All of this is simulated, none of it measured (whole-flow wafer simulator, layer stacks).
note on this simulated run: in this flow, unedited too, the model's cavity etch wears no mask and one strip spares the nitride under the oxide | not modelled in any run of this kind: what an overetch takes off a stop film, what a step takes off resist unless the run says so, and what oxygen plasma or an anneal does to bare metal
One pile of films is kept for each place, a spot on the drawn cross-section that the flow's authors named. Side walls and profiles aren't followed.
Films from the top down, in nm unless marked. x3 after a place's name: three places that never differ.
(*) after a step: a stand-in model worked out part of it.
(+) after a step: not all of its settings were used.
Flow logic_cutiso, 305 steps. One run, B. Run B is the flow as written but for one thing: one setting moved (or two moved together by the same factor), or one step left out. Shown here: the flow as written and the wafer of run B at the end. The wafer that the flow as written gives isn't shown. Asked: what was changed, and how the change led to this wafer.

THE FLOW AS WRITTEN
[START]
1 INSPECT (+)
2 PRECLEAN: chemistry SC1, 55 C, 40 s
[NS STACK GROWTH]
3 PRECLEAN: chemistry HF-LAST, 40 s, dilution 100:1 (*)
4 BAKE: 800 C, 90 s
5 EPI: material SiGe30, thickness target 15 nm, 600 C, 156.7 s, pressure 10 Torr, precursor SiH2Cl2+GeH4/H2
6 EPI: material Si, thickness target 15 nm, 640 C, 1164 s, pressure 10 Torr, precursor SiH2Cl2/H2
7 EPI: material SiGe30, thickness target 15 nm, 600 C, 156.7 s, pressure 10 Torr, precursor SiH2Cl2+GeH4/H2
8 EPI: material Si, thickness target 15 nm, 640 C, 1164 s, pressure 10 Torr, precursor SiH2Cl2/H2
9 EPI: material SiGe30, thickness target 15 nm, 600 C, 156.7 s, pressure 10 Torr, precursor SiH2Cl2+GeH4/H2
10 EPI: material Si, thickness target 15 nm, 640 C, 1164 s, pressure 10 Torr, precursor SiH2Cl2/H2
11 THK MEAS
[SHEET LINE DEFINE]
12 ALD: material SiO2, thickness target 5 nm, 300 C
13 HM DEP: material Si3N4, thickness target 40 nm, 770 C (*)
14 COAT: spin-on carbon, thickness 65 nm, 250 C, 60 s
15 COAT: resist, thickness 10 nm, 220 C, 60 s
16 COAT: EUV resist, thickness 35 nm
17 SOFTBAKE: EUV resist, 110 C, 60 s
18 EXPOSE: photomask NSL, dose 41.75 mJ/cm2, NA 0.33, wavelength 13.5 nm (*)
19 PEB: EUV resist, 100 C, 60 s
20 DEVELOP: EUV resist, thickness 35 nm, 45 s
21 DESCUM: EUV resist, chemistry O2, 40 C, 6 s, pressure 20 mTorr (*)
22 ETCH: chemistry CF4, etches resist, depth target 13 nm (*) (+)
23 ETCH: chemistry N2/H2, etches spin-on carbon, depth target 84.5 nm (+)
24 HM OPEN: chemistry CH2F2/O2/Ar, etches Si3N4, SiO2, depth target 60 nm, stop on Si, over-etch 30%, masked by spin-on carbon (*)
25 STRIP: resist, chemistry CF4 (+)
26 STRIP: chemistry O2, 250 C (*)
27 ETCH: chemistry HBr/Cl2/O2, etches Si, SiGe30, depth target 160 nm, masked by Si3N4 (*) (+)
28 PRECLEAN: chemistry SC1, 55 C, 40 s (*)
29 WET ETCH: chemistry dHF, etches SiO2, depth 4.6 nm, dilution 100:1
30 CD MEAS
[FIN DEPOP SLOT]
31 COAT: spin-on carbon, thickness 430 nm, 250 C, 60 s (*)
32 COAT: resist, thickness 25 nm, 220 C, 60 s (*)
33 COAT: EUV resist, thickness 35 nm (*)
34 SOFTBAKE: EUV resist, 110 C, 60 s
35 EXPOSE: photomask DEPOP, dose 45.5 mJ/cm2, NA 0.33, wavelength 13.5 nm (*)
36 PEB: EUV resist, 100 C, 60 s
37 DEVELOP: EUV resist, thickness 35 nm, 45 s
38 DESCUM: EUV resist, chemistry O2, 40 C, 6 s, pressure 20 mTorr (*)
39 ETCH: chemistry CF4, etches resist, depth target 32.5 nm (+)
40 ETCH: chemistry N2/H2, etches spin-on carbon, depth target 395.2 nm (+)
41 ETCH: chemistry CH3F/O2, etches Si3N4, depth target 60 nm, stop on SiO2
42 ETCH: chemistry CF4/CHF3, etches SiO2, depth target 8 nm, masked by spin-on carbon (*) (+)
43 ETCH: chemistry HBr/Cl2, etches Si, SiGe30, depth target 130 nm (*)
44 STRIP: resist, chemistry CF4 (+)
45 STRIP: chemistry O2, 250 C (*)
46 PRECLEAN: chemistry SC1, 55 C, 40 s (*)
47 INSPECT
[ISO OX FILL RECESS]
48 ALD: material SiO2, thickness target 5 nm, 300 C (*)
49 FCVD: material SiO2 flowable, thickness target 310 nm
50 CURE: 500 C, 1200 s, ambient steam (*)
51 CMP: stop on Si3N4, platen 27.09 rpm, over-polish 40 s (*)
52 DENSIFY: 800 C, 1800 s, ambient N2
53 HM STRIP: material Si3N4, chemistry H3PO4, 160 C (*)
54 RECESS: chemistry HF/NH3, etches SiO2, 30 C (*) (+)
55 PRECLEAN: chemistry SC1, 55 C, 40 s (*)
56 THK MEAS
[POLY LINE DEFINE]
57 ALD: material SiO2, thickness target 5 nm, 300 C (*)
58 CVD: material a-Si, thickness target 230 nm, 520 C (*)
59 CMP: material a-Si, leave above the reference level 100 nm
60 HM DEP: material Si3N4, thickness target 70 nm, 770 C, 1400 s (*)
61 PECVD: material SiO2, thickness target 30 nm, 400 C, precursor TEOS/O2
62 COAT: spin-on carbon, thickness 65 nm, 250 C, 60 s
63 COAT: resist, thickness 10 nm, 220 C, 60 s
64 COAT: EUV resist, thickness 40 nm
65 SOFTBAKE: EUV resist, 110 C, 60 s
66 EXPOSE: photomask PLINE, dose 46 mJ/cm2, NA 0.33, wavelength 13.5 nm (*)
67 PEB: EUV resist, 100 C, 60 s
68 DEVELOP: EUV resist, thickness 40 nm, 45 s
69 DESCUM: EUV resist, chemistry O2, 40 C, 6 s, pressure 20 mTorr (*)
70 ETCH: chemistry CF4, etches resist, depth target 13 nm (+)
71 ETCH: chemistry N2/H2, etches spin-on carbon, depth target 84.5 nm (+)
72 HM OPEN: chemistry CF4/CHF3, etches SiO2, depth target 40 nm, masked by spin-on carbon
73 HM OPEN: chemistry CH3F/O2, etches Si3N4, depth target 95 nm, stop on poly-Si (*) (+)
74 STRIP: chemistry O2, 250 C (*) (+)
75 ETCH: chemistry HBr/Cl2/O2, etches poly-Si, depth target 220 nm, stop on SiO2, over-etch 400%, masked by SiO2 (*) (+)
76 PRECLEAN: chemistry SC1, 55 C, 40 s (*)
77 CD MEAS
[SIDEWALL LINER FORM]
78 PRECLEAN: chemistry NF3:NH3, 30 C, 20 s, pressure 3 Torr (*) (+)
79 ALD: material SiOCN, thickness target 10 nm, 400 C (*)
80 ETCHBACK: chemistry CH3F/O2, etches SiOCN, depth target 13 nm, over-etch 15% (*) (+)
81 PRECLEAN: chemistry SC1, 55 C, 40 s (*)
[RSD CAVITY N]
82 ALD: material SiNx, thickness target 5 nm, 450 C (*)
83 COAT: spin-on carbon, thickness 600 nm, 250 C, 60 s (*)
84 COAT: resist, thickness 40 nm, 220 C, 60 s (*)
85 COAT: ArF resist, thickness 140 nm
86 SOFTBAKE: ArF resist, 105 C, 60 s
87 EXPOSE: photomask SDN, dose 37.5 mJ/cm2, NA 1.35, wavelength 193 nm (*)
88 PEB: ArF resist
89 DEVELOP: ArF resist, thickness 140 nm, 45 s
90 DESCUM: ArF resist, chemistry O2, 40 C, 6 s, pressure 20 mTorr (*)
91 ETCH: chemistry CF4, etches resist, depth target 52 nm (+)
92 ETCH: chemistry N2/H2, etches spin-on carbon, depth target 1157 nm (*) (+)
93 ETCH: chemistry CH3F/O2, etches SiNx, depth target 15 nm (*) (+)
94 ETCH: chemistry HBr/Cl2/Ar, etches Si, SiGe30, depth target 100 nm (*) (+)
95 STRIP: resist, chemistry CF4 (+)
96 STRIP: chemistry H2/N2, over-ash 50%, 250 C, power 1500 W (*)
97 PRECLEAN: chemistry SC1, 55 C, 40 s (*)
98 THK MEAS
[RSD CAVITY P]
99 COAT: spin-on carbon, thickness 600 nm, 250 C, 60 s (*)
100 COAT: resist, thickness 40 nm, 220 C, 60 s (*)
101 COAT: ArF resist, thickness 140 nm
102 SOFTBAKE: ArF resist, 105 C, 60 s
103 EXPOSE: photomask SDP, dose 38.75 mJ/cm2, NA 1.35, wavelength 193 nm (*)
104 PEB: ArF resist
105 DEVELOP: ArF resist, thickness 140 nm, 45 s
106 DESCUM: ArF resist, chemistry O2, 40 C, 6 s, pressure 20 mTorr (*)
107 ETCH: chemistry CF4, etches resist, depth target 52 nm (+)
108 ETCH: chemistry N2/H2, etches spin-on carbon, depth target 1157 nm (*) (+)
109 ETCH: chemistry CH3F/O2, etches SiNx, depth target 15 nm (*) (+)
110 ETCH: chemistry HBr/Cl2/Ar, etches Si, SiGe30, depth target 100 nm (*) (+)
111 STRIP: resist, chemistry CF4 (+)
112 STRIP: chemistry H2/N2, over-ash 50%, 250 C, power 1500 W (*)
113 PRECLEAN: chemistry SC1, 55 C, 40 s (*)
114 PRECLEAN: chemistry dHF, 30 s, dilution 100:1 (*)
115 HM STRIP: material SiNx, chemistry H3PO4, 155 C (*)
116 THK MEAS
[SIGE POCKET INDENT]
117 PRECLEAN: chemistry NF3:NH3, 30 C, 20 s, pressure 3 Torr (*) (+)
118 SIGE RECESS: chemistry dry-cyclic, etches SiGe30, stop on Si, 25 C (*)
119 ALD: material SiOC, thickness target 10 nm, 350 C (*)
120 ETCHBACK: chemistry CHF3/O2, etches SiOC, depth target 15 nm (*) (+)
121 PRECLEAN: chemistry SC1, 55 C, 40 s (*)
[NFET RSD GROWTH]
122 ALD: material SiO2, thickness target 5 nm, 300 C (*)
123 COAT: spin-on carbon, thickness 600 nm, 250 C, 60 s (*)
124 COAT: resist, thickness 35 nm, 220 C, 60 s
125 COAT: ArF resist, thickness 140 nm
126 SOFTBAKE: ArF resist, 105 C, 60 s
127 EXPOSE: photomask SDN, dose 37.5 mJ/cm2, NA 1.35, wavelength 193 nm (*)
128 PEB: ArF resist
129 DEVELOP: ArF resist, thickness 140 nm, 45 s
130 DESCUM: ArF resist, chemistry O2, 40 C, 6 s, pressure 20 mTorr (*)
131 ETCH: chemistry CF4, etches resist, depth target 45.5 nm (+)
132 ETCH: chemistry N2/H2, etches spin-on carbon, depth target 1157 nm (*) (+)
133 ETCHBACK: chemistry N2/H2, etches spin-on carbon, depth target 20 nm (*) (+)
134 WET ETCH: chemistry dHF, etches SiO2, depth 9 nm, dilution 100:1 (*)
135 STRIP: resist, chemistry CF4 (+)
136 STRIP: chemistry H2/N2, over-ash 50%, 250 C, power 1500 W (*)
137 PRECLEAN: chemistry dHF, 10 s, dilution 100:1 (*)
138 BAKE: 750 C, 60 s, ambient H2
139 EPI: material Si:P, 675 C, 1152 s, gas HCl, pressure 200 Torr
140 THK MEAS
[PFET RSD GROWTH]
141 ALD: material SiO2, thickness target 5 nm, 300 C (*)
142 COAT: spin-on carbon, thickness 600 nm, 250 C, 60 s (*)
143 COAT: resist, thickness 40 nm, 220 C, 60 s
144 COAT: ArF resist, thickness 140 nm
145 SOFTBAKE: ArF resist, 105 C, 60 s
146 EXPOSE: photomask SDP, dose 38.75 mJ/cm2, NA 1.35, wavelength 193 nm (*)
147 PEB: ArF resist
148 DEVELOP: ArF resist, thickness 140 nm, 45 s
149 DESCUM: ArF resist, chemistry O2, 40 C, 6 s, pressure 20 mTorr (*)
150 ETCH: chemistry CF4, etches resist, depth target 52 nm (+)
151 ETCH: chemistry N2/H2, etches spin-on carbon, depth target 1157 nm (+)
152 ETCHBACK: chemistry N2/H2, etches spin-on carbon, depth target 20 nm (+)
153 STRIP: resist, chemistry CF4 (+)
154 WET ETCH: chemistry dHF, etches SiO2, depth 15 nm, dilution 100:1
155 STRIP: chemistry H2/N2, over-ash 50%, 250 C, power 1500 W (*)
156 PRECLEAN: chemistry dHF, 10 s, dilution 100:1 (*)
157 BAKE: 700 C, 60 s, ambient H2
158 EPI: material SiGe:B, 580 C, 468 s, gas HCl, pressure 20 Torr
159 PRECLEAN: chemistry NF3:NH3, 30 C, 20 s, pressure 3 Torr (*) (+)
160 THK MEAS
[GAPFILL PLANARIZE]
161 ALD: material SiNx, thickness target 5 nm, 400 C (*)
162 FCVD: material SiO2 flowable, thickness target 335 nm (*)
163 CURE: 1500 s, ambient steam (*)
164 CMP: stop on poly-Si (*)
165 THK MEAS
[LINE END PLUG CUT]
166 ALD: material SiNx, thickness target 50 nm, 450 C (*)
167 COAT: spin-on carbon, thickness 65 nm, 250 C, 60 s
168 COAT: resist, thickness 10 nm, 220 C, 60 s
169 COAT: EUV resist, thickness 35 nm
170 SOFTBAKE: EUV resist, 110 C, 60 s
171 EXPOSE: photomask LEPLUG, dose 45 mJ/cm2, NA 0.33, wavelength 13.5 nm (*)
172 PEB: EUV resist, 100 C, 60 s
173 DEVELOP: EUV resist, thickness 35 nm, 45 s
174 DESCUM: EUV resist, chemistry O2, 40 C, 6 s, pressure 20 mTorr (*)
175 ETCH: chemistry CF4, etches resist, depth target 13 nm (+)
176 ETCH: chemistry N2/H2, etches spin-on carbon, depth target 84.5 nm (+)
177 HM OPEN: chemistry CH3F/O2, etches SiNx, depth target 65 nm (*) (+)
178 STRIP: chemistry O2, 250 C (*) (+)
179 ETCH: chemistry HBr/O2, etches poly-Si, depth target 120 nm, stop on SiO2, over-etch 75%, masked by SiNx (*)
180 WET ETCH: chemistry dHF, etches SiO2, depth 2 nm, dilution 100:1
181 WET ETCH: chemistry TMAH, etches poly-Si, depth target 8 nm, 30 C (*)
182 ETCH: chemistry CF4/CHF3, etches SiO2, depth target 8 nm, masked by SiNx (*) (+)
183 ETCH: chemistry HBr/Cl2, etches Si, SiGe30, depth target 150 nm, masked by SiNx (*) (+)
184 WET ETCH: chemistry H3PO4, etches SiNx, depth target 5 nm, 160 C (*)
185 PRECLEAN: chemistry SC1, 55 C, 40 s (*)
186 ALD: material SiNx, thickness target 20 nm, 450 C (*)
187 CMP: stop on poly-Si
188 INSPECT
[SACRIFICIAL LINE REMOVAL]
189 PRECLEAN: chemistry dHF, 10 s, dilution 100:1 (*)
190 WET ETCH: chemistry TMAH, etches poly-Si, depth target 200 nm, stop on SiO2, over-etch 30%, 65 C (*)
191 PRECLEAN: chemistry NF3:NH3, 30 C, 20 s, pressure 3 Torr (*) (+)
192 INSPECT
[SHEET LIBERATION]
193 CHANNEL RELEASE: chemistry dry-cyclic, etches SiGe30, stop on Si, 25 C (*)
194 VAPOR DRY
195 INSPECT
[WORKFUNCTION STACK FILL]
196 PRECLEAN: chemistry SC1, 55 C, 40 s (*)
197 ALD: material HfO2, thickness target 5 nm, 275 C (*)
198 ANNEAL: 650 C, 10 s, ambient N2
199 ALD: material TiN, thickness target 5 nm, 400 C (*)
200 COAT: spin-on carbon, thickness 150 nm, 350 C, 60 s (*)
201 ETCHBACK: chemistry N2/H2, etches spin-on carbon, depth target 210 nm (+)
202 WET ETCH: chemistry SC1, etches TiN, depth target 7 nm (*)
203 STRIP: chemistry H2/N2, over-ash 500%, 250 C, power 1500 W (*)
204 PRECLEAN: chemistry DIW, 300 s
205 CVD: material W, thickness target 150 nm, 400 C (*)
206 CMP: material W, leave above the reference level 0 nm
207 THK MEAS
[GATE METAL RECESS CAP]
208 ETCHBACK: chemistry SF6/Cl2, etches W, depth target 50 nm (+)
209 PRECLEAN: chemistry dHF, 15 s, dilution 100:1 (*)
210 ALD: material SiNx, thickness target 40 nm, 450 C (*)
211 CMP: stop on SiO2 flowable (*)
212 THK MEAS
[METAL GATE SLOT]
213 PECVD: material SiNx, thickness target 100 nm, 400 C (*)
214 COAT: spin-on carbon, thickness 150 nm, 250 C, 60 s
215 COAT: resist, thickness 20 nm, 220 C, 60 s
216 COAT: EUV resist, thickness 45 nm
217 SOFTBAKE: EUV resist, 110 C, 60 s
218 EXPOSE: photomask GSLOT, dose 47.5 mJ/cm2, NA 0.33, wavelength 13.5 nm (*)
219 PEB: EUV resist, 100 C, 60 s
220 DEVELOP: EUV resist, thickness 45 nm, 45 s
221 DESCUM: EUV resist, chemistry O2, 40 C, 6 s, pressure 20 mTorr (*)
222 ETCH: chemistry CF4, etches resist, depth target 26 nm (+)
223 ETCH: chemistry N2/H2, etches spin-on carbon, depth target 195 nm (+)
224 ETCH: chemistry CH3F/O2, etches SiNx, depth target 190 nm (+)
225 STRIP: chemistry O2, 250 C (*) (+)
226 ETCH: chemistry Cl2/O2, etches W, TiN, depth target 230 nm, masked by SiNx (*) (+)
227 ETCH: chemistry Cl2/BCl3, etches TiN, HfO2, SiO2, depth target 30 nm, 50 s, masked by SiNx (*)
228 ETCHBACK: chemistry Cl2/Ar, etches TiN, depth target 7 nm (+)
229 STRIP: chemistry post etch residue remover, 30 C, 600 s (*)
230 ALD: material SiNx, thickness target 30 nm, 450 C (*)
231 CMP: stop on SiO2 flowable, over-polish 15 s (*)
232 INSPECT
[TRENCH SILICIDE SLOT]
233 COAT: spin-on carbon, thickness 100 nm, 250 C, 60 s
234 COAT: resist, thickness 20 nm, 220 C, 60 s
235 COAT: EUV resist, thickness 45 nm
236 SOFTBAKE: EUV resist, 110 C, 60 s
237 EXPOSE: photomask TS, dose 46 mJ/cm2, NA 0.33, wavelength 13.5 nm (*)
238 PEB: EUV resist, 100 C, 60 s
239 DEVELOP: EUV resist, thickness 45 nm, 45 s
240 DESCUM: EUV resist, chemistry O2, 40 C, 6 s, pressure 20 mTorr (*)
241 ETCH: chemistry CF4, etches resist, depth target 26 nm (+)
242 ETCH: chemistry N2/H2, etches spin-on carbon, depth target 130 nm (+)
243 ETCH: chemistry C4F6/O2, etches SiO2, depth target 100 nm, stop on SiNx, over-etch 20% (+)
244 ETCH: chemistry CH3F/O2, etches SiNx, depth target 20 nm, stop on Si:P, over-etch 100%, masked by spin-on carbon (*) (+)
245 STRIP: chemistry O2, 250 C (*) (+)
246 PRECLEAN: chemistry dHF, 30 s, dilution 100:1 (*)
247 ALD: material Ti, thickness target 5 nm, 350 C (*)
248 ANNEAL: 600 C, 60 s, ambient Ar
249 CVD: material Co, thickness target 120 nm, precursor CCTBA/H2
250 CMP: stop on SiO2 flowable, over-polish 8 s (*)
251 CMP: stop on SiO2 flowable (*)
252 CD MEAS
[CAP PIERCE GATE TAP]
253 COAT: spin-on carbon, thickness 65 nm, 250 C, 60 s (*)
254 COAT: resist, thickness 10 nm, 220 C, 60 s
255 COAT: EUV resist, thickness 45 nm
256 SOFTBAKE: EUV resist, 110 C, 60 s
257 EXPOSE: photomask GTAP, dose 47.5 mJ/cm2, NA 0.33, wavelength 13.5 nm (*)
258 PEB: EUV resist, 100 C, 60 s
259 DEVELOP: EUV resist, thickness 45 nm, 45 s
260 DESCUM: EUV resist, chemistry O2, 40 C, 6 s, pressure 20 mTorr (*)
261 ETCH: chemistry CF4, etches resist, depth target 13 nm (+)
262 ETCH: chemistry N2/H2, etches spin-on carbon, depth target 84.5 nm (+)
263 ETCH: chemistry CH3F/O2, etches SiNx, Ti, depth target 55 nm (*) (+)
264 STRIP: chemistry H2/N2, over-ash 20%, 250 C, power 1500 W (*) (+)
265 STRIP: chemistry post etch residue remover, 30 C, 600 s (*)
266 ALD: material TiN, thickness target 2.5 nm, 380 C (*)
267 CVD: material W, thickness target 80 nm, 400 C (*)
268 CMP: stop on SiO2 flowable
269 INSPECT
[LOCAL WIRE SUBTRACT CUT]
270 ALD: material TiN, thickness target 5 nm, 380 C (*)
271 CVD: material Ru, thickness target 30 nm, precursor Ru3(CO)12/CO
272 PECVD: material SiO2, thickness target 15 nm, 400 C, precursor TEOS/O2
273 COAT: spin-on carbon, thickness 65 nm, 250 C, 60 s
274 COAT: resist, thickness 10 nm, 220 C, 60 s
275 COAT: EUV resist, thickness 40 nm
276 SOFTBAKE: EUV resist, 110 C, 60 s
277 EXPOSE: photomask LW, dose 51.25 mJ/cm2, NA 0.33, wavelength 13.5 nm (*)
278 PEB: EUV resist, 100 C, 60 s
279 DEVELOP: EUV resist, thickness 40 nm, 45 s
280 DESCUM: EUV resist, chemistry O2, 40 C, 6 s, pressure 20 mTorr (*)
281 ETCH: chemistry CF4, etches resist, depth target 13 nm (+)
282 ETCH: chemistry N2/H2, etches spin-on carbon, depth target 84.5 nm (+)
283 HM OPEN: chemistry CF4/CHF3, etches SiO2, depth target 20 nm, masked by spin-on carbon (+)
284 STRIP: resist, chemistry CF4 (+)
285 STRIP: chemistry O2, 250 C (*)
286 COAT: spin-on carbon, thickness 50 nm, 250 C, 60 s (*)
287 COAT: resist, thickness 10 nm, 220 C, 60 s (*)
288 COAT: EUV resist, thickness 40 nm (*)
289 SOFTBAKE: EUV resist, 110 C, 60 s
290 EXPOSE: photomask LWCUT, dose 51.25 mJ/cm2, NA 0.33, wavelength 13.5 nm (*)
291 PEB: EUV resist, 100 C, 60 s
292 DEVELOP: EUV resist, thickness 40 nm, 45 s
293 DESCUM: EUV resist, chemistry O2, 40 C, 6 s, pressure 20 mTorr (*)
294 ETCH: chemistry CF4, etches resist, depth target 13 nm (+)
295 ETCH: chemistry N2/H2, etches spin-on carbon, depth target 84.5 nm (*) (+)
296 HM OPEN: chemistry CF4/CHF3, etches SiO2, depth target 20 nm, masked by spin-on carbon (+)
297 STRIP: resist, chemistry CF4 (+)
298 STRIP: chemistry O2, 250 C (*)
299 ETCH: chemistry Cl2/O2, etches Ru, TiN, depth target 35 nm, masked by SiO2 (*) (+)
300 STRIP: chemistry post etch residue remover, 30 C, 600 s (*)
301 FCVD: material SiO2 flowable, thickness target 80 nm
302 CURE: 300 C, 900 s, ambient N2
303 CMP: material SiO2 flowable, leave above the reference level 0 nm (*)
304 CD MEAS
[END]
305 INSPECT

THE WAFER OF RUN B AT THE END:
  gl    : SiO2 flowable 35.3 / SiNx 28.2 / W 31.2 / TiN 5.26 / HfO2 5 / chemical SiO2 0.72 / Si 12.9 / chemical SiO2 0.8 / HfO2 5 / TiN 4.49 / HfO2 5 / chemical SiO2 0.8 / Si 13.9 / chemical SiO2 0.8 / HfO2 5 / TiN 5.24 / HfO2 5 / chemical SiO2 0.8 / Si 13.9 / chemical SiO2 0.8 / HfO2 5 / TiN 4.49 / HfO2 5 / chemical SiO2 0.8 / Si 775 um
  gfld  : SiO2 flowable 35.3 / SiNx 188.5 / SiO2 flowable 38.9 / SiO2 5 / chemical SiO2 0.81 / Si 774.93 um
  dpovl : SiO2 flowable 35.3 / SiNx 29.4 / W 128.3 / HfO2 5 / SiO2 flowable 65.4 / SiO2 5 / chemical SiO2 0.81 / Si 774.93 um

The cause: step 7, EPI: thickness target 15.8 nm was run, where the flow has thickness target 15 nm; step 7, EPI: 164.5 s was run, where the flow has 156.7 s.

How the change led to this, step by step:
  7 EPI: material SiGe30, thickness target 15 nm, 600 C, 156.7 s, pressure 10 Torr, precursor SiH2Cl2+GeH4/H2
      depop, dpovl, gfld and 19 more: SiGe30 +15.8 (new film) (as written it would be: SiGe30 +15 (new film))
  27 ETCH: chemistry HBr/Cl2/O2, etches Si, SiGe30, depth target 160 nm, masked by Si3N4 (*) (+)
      gfld, gxf, iso, lnri: chemical SiO2 -0.79 (all of it), Si -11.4 (all of it), SiGe30 -15 (all of it), Si -15 (all of it), SiGe30 -15.8 (all of it), Si -15 (all of it), SiGe30 -15 (all of it), Si -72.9 (as written it would be: chemical SiO2 -0.79 (all of it), Si -11.4 (all of it), SiGe30 -15 (all of it), Si -15 (all of it), SiGe30 -15 (all of it), Si -15 (all of it), SiGe30 -15 (all of it), Si -73.6)
      dpovl, nsgap: chemical SiO2 -0.79 (all of it), Si -11.8 (all of it), SiGe30 -15 (all of it), Si -15 (all of it), SiGe30 -15.8 (all of it), Si -15 (all of it), SiGe30 -15 (all of it), Si -72.5 (as written it would be: chemical SiO2 -0.79 (all of it), Si -11.8 (all of it), SiGe30 -15 (all of it), Si -15 (all of it), SiGe30 -15 (all of it), Si -15 (all of it), SiGe30 -15 (all of it), Si -73.2)
      (and at 1 more place)
  43 ETCH: chemistry HBr/Cl2, etches Si, SiGe30, depth target 130 nm (*)
      depop: Si -14 (all of it), SiGe30 -15 (all of it), Si -15 (all of it), SiGe30 -15.8 (all of it), Si -15 (all of it), SiGe30 -15 (all of it), Si -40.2 (as written it would be: Si -14 (all of it), SiGe30 -15 (all of it), Si -15 (all of it), SiGe30 -15 (all of it), Si -15 (all of it), SiGe30 -15 (all of it), Si -41)
  94 ETCH: chemistry HBr/Cl2/Ar, etches Si, SiGe30, depth target 100 nm (*) (+)
      rsdn, rsdx: chemical SiO2 -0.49 (all of it), Si -12.8 (all of it), SiGe30 -15 (all of it), Si -15 (all of it), SiGe30 -15.8 (all of it), Si -15 (all of it), SiGe30 -15 (all of it), Si -11.4 (as written it would be: chemical SiO2 -0.49 (all of it), Si -12.8 (all of it), SiGe30 -15 (all of it), Si -15 (all of it), SiGe30 -15 (all of it), Si -15 (all of it), SiGe30 -15 (all of it), Si -12.2)
  110 ETCH: chemistry HBr/Cl2/Ar, etches Si, SiGe30, depth target 100 nm (*) (+)
      rsdp, rsdw: chemical SiO2 -0.49 (all of it), Si -12.8 (all of it), SiGe30 -15 (all of it), Si -15 (all of it), SiGe30 -15.8 (all of it), Si -15 (all of it), SiGe30 -15 (all of it), Si -11.4 (as written it would be: chemical SiO2 -0.49 (all of it), Si -12.8 (all of it), SiGe30 -15 (all of it), Si -15 (all of it), SiGe30 -15 (all of it), Si -15 (all of it), SiGe30 -15 (all of it), Si -12.2)
  118 SIGE RECESS: chemistry dry-cyclic, etches SiGe30, stop on Si, 25 C (*)
      lnr, lnrp, lnrt: SiOCN -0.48, Si -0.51, cavity +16 (new film), SiGe30 -15 (all of it), Si -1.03, cavity +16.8 (new film), SiGe30 -15.8 (all of it), Si -1.03, cavity +16 (new film), SiGe30 -15 (all of it), Si -0.51 (as written it would be: SiOCN -0.48, Si -0.51, cavity +16 (new film), SiGe30 -15 (all of it), Si -1.03, cavity +16 (new film), SiGe30 -15 (all of it), Si -1.03, cavity +16 (new film), SiGe30 -15 (all of it), Si -0.51)
  119 ALD: material SiOC, thickness target 10 nm, 350 C (*)
      lnr, lnrp, lnrt: SiOC +10 (new film), SiOC +16 (new film), cavity -16 (all of it), SiOC +16.8 (new film), cavity -16.8 (all of it), SiOC +16 (new film), cavity -16 (all of it) (as written it would be: SiOC +10 (new film), SiOC +16 (new film), cavity -16 (all of it), SiOC +16 (new film), cavity -16 (all of it), SiOC +16 (new film), cavity -16 (all of it))
  183 ETCH: chemistry HBr/Cl2, etches Si, SiGe30, depth target 150 nm, masked by SiNx (*) (+)
      plug: Si -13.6 (all of it), SiGe30 -15 (all of it), Si -15 (all of it), SiGe30 -15.8 (all of it), Si -15 (all of it), SiGe30 -15 (all of it), Si -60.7 (as written it would be: Si -13.6 (all of it), SiGe30 -15 (all of it), Si -15 (all of it), SiGe30 -15 (all of it), Si -15 (all of it), SiGe30 -15 (all of it), Si -61.4)
  193 CHANNEL RELEASE: chemistry dry-cyclic, etches SiGe30, stop on Si, 25 C (*)
      gl, glp, gxn, gxp, ns, tap: chemical SiO2 +0.8 (new film), Si -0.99, chemical SiO2 +0.8 (new film), cavity +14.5 (new film), chemical SiO2 +0.8 (new film), SiGe30 -15 (all of it), Si -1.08, chemical SiO2 +0.8 (new film), cavity +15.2 (new film), chemical SiO2 +0.8 (new film), SiGe30 -15.8 (all of it), Si -1.08, chemical SiO2 +0.8 (new film), cavity +14.5 (new film), chemical SiO2 +0.8 (new film), SiGe30 -15 (all of it), Si -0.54 (as written it would be: chemical SiO2 +0.8 (new film), Si -0.99, chemical SiO2 +0.8 (new film), cavity +14.5 (new film), chemical SiO2 +0.8 (new film), SiGe30 -15 (all of it), Si -1.08, chemical SiO2 +0.8 (new film), cavity +14.5 (new film), chemical SiO2 +0.8 (new film), SiGe30 -15 (all of it), Si -1.08, chemical SiO2 +0.8 (new film), cavity +14.5 (new film), chemical SiO2 +0.8 (new film), SiGe30 -15 (all of it), Si -0.54)
  199 ALD: material TiN, thickness target 5 nm, 400 C (*)
      gl, glp, tap: TiN +5.26 (new film), TiN +4.49 (new film), cavity -4.49 (all of it), TiN +5.24 (new film), cavity -5.24 (all of it), TiN +4.49 (new film), cavity -4.49 (all of it) (as written it would be: TiN +5.26 (new film), TiN +4.49 (new film), cavity -4.49 (all of it), TiN +4.49 (new film), cavity -4.49 (all of it), TiN +4.49 (new film), cavity -4.49 (all of it))
      gxn, gxp, ns: TiN +5 (new film), TiN +4.49 (new film), cavity -4.49 (all of it), TiN +5.24 (new film), cavity -5.24 (all of it), TiN +4.49 (new film), cavity -4.49 (all of it) (as written it would be: TiN +5 (new film), TiN +4.49 (new film), cavity -4.49 (all of it), TiN +4.49 (new film), cavity -4.49 (all of it), TiN +4.49 (new film), cavity -4.49 (all of it))
